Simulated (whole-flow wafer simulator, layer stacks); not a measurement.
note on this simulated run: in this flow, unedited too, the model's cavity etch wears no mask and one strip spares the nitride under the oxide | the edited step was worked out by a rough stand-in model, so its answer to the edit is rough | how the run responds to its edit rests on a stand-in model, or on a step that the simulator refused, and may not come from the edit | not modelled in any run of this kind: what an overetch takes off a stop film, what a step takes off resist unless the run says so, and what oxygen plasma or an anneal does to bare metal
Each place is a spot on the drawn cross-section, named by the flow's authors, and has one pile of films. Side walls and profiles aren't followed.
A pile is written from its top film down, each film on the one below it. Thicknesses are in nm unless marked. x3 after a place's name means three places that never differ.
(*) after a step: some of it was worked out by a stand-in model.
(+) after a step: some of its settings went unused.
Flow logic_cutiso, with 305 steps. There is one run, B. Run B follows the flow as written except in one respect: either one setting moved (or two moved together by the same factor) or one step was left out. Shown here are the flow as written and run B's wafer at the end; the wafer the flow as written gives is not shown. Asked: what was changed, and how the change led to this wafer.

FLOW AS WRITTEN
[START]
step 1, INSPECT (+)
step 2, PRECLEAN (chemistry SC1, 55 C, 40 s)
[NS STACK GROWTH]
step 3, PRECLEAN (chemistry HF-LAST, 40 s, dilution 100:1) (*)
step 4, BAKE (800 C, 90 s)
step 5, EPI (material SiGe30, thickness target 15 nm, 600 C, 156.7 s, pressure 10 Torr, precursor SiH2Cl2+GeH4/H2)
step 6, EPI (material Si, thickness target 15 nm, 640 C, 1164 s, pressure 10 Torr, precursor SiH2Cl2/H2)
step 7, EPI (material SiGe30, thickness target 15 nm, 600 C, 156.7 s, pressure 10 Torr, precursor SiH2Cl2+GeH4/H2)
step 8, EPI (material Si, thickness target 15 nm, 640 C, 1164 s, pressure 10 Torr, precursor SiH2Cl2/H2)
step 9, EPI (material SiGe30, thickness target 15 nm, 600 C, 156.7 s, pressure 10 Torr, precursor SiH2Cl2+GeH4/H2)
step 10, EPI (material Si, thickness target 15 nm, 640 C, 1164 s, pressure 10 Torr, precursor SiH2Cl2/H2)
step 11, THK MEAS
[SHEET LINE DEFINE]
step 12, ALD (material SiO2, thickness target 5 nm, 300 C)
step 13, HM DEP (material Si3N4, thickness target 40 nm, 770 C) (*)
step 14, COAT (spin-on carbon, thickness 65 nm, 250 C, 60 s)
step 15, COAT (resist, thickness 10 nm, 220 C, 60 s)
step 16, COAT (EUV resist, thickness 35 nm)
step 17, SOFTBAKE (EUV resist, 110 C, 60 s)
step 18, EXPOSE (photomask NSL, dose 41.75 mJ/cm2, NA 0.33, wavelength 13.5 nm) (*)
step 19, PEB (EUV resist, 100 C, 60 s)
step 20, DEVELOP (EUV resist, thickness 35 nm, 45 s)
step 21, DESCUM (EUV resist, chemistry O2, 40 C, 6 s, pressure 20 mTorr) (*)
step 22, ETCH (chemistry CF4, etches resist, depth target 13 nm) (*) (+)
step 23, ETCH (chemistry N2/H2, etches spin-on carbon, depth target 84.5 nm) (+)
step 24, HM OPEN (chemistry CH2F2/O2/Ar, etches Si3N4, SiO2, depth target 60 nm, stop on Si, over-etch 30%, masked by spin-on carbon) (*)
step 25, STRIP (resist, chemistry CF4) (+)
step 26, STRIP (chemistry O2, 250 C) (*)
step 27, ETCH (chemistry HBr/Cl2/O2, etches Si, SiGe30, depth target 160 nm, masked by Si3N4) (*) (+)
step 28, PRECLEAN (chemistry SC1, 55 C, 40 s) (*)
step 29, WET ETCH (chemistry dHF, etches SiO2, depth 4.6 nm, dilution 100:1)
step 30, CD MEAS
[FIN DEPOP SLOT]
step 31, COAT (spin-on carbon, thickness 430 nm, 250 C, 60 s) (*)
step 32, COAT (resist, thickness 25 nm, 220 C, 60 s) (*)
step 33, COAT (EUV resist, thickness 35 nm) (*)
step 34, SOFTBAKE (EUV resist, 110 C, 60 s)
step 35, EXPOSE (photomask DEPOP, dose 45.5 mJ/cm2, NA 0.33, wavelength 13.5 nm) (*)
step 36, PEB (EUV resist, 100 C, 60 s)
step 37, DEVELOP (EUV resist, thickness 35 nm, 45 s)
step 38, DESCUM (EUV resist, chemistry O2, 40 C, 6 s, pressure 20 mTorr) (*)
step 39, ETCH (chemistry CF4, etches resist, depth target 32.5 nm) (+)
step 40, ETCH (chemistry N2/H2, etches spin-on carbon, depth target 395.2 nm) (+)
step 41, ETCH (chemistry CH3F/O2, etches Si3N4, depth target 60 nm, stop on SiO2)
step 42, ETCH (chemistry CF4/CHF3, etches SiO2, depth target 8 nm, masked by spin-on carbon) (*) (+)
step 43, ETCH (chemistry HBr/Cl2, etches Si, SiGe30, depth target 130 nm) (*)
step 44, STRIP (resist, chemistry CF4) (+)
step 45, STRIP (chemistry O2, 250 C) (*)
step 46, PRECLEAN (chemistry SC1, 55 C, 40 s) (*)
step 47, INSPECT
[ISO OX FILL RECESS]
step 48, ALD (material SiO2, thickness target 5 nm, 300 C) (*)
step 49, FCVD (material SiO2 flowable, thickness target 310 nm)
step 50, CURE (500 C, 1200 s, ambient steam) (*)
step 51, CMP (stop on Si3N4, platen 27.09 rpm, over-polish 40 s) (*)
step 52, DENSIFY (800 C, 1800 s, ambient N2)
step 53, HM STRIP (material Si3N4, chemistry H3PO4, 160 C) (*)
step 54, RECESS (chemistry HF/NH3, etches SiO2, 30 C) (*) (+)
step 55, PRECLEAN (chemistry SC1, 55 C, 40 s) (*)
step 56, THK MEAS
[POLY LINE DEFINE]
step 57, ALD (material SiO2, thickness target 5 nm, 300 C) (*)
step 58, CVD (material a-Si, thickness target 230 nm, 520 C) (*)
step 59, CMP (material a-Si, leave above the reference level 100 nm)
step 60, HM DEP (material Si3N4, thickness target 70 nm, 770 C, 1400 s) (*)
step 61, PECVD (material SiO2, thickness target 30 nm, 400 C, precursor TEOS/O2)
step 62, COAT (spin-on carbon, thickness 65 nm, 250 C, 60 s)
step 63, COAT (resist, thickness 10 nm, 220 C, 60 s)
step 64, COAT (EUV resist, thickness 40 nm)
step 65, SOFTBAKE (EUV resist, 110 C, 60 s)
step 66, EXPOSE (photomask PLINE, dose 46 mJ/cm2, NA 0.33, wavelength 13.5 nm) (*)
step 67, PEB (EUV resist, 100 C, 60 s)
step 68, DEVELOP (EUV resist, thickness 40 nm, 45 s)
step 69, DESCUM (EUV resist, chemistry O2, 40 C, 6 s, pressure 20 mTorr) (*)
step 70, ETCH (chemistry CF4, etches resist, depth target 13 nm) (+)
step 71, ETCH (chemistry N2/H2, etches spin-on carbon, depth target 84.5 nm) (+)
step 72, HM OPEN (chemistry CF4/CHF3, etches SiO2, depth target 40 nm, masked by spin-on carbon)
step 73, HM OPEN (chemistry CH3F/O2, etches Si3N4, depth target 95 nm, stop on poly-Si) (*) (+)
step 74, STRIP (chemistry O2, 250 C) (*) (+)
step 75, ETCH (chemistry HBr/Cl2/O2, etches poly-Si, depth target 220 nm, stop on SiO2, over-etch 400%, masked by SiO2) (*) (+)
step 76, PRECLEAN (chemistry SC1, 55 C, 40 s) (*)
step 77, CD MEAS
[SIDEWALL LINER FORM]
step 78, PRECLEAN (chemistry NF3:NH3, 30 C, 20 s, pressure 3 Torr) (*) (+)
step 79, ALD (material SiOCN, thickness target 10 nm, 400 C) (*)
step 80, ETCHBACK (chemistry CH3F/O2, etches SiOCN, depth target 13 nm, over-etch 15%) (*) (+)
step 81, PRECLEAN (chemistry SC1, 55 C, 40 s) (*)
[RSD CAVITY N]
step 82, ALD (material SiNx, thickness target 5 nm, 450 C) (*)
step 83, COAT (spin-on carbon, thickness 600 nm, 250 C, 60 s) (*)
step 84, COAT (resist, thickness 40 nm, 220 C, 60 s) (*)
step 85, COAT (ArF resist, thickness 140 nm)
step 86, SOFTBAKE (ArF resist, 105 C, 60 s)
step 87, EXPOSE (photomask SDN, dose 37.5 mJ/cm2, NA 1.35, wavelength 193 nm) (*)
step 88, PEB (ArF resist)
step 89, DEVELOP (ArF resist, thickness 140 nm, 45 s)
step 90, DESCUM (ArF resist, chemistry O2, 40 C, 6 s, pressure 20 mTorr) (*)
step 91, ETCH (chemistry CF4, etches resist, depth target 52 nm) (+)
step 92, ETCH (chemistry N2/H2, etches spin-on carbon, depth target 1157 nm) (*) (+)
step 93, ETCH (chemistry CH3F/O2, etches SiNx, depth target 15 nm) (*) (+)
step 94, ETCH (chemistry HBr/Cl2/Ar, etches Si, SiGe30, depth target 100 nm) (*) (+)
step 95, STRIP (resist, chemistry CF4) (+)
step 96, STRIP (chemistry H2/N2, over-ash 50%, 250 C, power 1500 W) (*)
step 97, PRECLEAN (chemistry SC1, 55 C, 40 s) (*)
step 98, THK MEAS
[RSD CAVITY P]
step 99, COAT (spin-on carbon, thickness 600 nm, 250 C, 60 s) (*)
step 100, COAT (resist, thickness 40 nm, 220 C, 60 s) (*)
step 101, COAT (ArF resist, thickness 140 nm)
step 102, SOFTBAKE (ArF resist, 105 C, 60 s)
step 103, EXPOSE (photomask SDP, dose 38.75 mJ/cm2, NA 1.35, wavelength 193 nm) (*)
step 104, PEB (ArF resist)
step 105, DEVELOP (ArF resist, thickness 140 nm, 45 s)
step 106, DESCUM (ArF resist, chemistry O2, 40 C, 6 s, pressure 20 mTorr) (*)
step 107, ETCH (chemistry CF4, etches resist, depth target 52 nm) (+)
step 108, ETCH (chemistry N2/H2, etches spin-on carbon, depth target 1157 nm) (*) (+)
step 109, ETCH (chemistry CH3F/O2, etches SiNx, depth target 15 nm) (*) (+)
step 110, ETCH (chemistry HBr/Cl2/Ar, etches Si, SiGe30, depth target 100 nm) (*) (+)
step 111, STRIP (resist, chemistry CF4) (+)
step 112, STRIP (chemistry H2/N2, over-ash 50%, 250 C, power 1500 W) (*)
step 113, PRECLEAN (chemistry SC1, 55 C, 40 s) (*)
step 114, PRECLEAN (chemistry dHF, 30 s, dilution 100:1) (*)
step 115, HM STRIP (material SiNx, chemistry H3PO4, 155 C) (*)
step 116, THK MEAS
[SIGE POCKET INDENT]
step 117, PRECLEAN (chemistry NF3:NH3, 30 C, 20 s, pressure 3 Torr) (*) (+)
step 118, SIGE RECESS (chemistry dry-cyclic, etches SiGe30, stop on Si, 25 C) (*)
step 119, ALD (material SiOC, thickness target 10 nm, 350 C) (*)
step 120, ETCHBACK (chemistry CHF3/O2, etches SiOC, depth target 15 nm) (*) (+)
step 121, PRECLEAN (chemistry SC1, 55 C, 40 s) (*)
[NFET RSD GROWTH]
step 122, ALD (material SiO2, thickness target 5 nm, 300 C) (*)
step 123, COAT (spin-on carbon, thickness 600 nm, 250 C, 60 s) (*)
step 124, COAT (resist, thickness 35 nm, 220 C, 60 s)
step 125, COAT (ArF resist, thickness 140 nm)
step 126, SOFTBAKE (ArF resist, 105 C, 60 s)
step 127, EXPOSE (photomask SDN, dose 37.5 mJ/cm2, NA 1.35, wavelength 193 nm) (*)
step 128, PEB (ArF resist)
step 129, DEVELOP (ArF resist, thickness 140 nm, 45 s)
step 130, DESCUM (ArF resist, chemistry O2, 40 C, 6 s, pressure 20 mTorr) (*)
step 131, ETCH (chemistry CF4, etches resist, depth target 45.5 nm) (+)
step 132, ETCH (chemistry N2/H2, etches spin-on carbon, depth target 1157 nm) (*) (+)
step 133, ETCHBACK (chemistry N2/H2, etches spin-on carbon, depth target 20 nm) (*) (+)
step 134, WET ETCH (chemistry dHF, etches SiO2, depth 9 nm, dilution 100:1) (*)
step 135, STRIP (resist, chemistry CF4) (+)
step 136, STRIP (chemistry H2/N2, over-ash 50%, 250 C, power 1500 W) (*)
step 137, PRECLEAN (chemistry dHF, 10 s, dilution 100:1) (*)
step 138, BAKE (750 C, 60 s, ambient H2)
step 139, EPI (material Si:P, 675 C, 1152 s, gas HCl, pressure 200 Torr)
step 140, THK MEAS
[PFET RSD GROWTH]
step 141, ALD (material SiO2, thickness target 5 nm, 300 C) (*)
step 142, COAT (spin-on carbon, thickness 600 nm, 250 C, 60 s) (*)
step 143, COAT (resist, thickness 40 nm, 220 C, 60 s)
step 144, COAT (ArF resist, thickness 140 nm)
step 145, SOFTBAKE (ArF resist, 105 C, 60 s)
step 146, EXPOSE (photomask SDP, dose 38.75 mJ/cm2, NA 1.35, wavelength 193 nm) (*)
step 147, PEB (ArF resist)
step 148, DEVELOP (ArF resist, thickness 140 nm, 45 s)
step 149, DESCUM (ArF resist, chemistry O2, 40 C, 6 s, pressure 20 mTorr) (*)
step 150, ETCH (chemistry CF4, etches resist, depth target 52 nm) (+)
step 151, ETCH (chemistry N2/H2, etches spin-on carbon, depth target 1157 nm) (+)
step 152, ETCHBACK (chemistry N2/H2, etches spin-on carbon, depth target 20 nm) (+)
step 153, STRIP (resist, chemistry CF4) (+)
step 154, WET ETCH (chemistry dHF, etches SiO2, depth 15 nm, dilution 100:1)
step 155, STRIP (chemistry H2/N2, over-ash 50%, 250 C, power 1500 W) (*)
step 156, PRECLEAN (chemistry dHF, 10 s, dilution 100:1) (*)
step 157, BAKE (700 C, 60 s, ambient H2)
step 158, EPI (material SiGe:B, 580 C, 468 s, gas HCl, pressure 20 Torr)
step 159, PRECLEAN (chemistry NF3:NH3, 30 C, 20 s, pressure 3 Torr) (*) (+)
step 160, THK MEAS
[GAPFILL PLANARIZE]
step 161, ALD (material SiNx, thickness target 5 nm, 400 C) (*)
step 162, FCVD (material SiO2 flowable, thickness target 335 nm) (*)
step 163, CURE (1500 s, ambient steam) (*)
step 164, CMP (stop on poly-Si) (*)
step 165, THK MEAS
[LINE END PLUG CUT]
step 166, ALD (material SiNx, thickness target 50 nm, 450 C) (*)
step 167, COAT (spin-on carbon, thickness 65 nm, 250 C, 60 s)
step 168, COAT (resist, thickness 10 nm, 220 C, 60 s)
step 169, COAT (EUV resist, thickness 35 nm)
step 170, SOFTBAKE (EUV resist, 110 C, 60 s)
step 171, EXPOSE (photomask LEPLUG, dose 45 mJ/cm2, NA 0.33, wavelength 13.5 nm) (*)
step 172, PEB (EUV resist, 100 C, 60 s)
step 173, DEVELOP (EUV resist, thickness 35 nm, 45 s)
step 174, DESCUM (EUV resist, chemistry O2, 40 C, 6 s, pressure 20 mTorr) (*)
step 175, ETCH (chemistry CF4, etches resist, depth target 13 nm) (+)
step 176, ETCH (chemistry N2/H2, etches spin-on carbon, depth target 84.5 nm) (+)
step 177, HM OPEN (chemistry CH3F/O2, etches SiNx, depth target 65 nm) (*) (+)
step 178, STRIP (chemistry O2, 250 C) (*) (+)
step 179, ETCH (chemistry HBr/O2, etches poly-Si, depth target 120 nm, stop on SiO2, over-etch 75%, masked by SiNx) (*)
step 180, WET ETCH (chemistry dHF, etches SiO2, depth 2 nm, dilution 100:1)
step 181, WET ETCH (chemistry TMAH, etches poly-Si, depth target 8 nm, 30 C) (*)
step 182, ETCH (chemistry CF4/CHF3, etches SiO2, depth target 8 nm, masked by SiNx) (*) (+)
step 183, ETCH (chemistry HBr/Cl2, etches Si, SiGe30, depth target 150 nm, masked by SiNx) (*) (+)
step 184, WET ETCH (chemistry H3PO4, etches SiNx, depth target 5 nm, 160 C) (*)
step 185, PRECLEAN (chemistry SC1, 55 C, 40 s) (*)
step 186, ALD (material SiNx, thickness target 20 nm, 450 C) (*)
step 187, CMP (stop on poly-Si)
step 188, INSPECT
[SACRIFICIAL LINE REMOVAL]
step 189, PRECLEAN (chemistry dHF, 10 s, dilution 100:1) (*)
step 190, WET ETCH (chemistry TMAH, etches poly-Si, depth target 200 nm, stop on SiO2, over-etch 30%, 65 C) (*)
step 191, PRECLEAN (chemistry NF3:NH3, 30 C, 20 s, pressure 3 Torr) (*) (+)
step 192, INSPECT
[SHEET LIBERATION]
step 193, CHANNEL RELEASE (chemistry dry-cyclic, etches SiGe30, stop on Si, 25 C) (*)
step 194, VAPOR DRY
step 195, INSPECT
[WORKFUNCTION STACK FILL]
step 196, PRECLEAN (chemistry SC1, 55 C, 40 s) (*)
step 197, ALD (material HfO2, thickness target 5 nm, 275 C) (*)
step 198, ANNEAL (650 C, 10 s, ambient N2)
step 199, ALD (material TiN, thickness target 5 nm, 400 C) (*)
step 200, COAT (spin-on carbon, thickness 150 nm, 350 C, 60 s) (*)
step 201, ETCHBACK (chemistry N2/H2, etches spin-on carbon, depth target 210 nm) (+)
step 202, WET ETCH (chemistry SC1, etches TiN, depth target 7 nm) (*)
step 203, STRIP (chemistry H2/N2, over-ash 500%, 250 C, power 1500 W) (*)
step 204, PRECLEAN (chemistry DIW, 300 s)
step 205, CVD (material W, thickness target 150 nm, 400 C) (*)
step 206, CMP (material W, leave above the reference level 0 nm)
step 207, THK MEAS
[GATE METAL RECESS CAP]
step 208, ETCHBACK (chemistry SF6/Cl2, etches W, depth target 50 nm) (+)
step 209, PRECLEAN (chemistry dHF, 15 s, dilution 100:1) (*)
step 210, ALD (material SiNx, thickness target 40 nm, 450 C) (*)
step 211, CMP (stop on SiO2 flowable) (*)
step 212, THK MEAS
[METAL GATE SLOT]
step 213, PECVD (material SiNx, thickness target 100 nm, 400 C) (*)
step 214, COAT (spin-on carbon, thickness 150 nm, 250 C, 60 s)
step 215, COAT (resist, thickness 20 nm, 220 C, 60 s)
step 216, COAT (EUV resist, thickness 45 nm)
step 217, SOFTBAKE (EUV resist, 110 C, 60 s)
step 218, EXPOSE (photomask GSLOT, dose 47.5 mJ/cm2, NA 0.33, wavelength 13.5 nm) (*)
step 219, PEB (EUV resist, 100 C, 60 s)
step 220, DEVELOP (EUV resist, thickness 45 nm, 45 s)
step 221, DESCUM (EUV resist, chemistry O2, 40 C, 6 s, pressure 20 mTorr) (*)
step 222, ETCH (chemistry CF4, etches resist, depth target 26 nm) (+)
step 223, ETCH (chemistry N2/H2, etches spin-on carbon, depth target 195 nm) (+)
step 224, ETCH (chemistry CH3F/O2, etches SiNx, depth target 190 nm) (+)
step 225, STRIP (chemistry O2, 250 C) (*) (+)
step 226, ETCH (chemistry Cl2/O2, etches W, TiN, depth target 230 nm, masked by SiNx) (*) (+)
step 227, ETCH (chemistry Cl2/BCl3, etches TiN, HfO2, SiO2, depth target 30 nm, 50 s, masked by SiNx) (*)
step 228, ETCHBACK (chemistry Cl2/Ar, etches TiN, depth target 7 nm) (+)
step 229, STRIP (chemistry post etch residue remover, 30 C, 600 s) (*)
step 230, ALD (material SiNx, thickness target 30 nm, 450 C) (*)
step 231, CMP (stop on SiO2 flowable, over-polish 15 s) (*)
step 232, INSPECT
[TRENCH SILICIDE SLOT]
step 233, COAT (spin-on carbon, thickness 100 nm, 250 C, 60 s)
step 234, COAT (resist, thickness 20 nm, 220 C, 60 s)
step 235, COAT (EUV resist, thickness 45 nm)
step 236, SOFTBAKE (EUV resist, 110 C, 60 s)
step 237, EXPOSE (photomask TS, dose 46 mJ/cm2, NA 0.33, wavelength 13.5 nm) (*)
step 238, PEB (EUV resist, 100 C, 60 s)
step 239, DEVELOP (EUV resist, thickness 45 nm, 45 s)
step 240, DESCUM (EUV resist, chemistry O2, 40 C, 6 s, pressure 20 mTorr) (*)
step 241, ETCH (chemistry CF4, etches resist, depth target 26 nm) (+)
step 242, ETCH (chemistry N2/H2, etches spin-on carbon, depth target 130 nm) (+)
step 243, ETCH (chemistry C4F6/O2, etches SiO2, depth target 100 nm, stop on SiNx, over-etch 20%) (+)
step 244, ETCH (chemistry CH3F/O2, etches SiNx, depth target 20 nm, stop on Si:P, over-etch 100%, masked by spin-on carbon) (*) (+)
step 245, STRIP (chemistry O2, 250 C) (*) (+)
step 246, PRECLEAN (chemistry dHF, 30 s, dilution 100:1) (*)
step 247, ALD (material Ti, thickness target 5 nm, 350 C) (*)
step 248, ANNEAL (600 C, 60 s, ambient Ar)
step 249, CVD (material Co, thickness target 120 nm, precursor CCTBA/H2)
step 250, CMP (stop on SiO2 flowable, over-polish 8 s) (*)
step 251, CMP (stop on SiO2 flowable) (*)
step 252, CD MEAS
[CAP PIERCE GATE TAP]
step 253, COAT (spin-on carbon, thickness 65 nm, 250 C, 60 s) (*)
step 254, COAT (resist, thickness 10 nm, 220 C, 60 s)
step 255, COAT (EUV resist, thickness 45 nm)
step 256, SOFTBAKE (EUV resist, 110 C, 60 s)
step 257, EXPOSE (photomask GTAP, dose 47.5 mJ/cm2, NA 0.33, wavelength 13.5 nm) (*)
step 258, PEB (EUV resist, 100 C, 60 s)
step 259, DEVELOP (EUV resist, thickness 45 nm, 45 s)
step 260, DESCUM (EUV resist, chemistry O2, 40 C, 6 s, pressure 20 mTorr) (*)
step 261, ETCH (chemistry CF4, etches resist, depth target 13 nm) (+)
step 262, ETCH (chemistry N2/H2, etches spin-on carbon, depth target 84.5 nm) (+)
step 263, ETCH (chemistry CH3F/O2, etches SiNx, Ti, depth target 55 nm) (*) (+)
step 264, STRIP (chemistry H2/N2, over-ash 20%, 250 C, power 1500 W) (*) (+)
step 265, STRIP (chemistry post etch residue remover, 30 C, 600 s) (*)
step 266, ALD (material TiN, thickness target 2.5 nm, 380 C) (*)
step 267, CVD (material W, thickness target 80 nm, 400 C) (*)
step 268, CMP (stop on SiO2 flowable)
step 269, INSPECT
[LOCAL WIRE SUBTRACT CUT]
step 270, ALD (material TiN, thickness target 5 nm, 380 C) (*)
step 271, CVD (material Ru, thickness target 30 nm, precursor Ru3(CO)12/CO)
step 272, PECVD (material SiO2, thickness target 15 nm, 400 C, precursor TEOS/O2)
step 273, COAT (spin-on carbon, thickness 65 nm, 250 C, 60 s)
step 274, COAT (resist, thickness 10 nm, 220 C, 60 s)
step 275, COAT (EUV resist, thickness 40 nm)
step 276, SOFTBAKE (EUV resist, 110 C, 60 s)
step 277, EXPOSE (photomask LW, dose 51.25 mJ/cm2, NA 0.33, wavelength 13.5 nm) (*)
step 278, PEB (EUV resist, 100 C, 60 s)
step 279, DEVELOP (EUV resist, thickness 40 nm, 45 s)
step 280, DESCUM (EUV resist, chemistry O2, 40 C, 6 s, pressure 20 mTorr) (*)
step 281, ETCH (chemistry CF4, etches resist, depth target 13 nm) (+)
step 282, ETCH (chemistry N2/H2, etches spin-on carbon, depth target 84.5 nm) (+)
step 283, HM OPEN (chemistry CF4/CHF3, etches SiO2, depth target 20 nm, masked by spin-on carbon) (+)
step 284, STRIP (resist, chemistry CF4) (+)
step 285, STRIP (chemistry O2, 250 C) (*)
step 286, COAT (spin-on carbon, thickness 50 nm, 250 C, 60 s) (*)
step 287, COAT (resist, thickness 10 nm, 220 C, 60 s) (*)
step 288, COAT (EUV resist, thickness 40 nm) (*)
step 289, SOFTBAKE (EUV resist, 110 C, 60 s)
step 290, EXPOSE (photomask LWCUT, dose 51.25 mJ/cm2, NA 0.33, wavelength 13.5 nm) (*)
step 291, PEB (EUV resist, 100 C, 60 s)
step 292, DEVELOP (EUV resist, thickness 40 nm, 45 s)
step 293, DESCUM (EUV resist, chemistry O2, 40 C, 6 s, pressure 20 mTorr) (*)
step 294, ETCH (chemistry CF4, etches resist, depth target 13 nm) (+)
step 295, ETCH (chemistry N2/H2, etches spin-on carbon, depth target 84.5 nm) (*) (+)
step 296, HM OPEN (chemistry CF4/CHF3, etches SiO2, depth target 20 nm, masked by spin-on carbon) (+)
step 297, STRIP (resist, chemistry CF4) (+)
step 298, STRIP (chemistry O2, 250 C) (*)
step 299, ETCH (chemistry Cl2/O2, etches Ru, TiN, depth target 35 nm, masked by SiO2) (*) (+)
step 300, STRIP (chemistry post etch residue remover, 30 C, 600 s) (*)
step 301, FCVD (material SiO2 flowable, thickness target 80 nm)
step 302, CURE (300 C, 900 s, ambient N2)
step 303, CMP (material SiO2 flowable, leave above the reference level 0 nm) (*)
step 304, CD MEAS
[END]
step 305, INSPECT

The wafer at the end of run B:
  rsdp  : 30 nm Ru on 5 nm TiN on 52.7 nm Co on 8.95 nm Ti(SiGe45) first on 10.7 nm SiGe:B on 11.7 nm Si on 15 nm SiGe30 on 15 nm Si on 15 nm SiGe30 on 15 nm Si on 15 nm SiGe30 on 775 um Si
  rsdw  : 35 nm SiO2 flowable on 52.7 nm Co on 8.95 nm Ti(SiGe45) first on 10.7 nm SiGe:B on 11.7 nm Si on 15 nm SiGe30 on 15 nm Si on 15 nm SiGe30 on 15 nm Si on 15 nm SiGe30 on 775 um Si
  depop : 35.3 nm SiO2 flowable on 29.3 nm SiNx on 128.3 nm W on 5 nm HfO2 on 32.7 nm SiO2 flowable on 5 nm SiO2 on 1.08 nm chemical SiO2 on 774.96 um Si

What caused this: step 108, ETCH: depth target 491.7 nm was run, though the flow has depth target 1157 nm.

Step by step, how the change led to this:
  step 108, ETCH (chemistry N2/H2, etches spin-on carbon, depth target 1157 nm) (*) (+)
      glp, gxp: -491.7 spin-on carbon (as written it would have been: -503.9 spin-on carbon (all of it), -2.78 SiNx)
      rsdp, rsdw: -491.7 spin-on carbon (as written it would have been: -691.7 spin-on carbon (all of it), -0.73 SiNx)
      (and at 18 other places as well)
  step 109, ETCH (chemistry CH3F/O2, etches SiNx, depth target 15 nm) (*) (+)
      depop, dpovl, gfld and 14 more: nothing (as written it would have been: -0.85 resist)
      glp, gxp: nothing (as written it would have been: -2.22 SiNx (all of it), -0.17 SiO2)
      (and at 3 other places as well)
  step 110, ETCH (chemistry HBr/Cl2/Ar, etches Si, SiGe30, depth target 100 nm) (*) (+)
      rsdp, rsdw: nothing (as written it would have been: -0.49 chemical SiO2 (all of it), -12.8 Si (all of it), -15 SiGe30 (all of it), -15 Si (all of it), -15 SiGe30 (all of it), -15 Si (all of it), -15 SiGe30 (all of it), -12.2 Si)
  step 111, STRIP (resist, chemistry CF4) (+)
      depop, dpovl, iso, isow, lnri, ns, nsgap, plug: -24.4 resist (all of it) (as written it would have been: -14 resist (all of it))
      gl, gxf, gxn, lnr, lnrt, rsdn, rsdx: -24.5 resist (all of it) (as written it would have been: -14.1 resist (all of it))
      (and at 2 other places as well)
  step 112, STRIP (chemistry H2/N2, over-ash 50%, 250 C, power 1500 W) (*)
      glp, gxp: -12.2 spin-on carbon (all of it) (as written it would have been: nothing)
      rsdp, rsdw: -200 spin-on carbon (all of it) (as written it would have been: nothing)
      (and at 1 other place as well)
  step 114, PRECLEAN (chemistry dHF, 30 s, dilution 100:1) (*)
      glp, gxp: -1 SiNx (as written it would have been: -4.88 SiO2)
      rsdp, rsdw: -1 SiNx (as written it would have been: -0.49 chemical SiO2 (all of it))
      (and at 1 other place as well)
  step 115, HM STRIP (material SiNx, chemistry H3PO4, 155 C) (*)
      glp, gxp: -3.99 SiNx (all of it), -0.18 SiO2 (as written it would have been: -0.47 SiO2)
      rsdp, rsdw: -3.99 SiNx (all of it), +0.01 chemical SiO2 (as written it would have been: +0.5 chemical SiO2 (new film), -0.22 Si)
      (and at 1 other place as well)
  step 119, ALD (material SiOC, thickness target 10 nm, 350 C) (*)
      gxp: +10 SiOC (new film) (as written it would have been: +11 SiOC (new film))
  step 120, ETCHBACK (chemistry CHF3/O2, etches SiOC, depth target 15 nm) (*) (+)
      rsdp, rsdw: -10 SiOC (all of it), -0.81 Si (as written it would have been: -10 SiOC (all of it))
      glp: -10 SiOC (all of it), -5 SiO2 (as written it would have been: -10 SiOC (all of it), -4.25 SiO2 (all of it), -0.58 Si3N4)
      (and at 1 other place as well)
  step 122, ALD (material SiO2, thickness target 5 nm, 300 C) (*)
      glp: +5 SiO2 (as written it would have been: +5 SiO2 (new film))
      gxp: +5 SiO2 (as written it would have been: +6.75 SiO2 (new film))
  step 123, COAT (spin-on carbon, thickness 600 nm, 250 C, 60 s) (*)
      gfld, lnr, lnrt: +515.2 spin-on carbon (new film) (as written it would have been: +501.8 spin-on carbon (new film))
      gl, tap: +520.4 spin-on carbon (new film) (as written it would have been: +507 spin-on carbon (new film))
      (and at 8 other places as well)
  step 132, ETCH (chemistry N2/H2, etches spin-on carbon, depth target 1157 nm) (*) (+)
      gl, tap: -515.2 spin-on carbon (all of it), -5 SiO2 (all of it), -0.5 Si3N4 (as written it would have been: -501.7 spin-on carbon (all of it), -5 SiO2 (all of it), -0.5 Si3N4)
      gxn: -512.8 spin-on carbon (all of it), -6.06 SiO2 (as written it would have been: -499.4 spin-on carbon (all of it), -6.06 SiO2)
      (and at 2 other places as well)
  step 135, STRIP (resist, chemistry CF4) (+)
      gxf, gxp, plug: -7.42 resist (all of it) (as written it would have been: -7.93 resist (all of it))
      gl: -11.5 Si3N4 (as written it would have been: -12.3 Si3N4)
      (and at 6 other places as well)
  step 136, STRIP (chemistry H2/N2, over-ash 50%, 250 C, power 1500 W) (*)
      gxf, plug: -515.3 spin-on carbon (all of it) (as written it would have been: -501.8 spin-on carbon (all of it))
      rsdp, rsdw: -697.1 spin-on carbon (all of it) (as written it would have been: -783.2 spin-on carbon (all of it))
      (and at 4 other places as well)
  step 141, ALD (material SiO2, thickness target 5 nm, 300 C) (*)
      gxn: +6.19 SiO2 (new film) (as written it would have been: +10.1 SiO2 (new film))
  step 142, COAT (spin-on carbon, thickness 600 nm, 250 C, 60 s) (*)
      gxf, plug: +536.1 spin-on carbon (new film) (as written it would have been: +525.3 spin-on carbon (new film))
      gxn: +552 spin-on carbon (new film) (as written it would have been: +537.9 spin-on carbon (new film))
      (and at 3 other places as well)
  ... 6 other steps ...
  step 164, CMP (stop on poly-Si) (*)
      gxn: -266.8 SiO2 flowable (all of it), -5 SiNx (all of it), -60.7 Si3N4 (all of it) (as written it would have been: -264.5 SiO2 flowable (all of it), -5 SiNx (all of it), -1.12 SiO2 (all of it), -60.3 Si3N4 (all of it))
      lnrp: -252.8 SiO2 flowable (all of it), -5 SiNx (all of it), -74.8 SiOCN (as written it would have been: -252.8 SiO2 flowable (all of it), -5 SiNx (all of it), -73.3 SiOCN)
